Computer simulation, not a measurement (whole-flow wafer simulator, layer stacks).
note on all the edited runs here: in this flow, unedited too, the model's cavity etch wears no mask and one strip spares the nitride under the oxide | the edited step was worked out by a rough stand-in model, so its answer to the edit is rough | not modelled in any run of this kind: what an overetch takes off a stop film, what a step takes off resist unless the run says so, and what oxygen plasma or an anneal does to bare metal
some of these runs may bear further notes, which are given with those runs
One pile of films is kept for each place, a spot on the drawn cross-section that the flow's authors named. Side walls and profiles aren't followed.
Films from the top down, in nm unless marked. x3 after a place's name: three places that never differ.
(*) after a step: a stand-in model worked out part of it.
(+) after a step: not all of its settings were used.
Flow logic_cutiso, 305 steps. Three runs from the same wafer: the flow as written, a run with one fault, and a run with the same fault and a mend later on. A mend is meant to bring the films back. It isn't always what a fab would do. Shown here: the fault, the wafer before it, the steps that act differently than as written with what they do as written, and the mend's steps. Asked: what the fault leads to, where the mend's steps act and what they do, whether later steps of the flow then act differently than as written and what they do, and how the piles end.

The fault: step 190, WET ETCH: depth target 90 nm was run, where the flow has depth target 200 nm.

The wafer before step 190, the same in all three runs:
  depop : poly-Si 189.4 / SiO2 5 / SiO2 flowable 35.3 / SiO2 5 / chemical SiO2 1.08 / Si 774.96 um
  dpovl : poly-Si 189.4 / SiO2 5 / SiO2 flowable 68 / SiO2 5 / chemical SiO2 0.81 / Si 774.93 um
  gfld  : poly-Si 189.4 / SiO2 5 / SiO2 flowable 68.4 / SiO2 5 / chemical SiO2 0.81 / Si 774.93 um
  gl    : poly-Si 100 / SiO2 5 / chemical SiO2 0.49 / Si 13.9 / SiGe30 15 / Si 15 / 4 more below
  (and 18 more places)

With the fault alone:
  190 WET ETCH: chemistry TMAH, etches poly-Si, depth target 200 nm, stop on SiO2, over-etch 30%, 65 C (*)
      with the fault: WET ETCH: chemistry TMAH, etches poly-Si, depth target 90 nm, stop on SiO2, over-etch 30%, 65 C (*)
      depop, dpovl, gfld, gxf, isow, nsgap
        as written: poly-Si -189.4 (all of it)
        with the fault: poly-Si -90
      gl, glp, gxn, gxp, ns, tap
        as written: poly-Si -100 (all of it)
        with the fault: poly-Si -90
  Later steps of the flow that act differently than as written:
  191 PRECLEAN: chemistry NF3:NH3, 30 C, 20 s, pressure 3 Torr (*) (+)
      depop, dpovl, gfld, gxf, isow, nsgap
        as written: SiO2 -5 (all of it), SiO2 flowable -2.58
        with the fault: nothing
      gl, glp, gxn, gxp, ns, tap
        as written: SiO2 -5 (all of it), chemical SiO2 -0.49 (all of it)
        with the fault: nothing
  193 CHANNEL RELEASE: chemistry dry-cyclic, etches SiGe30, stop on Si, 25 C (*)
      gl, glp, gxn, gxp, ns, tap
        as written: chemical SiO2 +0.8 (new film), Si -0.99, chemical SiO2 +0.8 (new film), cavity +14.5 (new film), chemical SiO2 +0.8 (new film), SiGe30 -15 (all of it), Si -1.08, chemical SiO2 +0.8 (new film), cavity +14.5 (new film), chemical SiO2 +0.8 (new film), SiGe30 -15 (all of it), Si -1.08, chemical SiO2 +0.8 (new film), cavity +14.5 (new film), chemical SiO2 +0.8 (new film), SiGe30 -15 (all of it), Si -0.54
        with the fault: nothing
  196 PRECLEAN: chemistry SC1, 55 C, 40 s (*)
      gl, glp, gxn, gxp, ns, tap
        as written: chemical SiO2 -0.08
        with the fault: chemical SiO2 +0.49 (new film), poly-Si -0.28
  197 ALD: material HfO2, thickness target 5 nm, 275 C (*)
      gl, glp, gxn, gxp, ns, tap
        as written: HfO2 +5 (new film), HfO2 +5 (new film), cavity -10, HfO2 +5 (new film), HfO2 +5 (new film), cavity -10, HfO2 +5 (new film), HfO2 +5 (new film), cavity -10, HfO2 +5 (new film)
        with the fault: HfO2 +5 (new film)
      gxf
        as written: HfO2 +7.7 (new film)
        with the fault: HfO2 +5 (new film)
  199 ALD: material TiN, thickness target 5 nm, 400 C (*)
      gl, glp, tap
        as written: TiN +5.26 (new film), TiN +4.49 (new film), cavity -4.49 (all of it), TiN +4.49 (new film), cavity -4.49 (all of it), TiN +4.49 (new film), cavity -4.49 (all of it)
        with the fault: TiN +5 (new film)
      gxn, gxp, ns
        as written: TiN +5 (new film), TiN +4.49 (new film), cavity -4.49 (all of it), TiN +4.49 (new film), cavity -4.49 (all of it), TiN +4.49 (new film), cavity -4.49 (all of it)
        with the fault: TiN +5 (new film)
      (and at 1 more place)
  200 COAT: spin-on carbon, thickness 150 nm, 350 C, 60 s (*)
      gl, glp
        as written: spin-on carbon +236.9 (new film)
        with the fault: spin-on carbon +225.4 (new film)
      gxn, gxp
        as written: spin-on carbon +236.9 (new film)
        with the fault: spin-on carbon +225.3 (new film)
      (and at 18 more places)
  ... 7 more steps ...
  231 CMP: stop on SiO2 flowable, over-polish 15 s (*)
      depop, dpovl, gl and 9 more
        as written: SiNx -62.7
        with the fault: SiNx -89.5
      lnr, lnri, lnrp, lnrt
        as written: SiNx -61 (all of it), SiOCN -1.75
        with the fault: SiNx -87.8 (all of it), SiOCN -1.75
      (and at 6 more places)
  At the end the piles differ from the flow's by more than 2% or 0.5 nm, whichever is larger, at depop, dpovl, gfld and 9 more.
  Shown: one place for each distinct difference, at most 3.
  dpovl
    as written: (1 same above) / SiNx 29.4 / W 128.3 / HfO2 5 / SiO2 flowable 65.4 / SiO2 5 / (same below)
    with the fault: (1 same above) / SiNx 29.4 / W 21 / HfO2 5 / chemical SiO2 0.49 / poly-Si 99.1 / SiO2 5 / SiO2 flowable 68 / SiO2 5 / (same below)
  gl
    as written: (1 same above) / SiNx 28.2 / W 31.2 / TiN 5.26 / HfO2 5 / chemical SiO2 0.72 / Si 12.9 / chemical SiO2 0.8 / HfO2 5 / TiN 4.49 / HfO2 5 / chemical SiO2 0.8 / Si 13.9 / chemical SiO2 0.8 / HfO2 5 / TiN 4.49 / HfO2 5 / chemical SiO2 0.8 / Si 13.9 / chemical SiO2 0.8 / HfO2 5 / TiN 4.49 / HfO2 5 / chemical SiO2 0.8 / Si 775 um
    with the fault: (1 same above) / SiNx 28.2 / W 16 / TiN 5 / HfO2 5 / chemical SiO2 0.49 / poly-Si 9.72 / SiO2 5 / chemical SiO2 0.49 / Si 13.9 / SiGe30 15 / Si 15 / SiGe30 15 / Si 15 / SiGe30 15 / Si 775 um
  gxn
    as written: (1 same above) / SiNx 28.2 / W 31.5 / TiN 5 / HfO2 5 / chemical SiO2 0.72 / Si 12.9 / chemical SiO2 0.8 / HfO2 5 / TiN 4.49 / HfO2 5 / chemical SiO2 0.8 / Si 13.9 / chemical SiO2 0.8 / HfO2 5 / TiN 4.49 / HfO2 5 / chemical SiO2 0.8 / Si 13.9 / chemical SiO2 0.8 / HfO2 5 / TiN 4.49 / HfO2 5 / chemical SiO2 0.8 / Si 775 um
    with the fault: (1 same above) / SiNx 28.2 / W 16 / TiN 5 / HfO2 5 / chemical SiO2 0.49 / poly-Si 9.72 / SiO2 5 / chemical SiO2 0.49 / Si 13.9 / SiGe30 15 / Si 15 / SiGe30 15 / Si 15 / SiGe30 15 / Si 775 um

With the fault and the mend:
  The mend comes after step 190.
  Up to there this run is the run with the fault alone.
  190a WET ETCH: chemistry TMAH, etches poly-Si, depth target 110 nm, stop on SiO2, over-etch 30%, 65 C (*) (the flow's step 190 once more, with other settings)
      depop, dpovl, gfld, gxf, isow, nsgap
        poly-Si -99.4 (all of it)
      gl, glp, gxn, gxp, ns, tap
        poly-Si -10 (all of it)
  No later step of the flow acts differently than as written at any place that is followed.
  At the end the piles are the same as the flow's at every place that both follow.
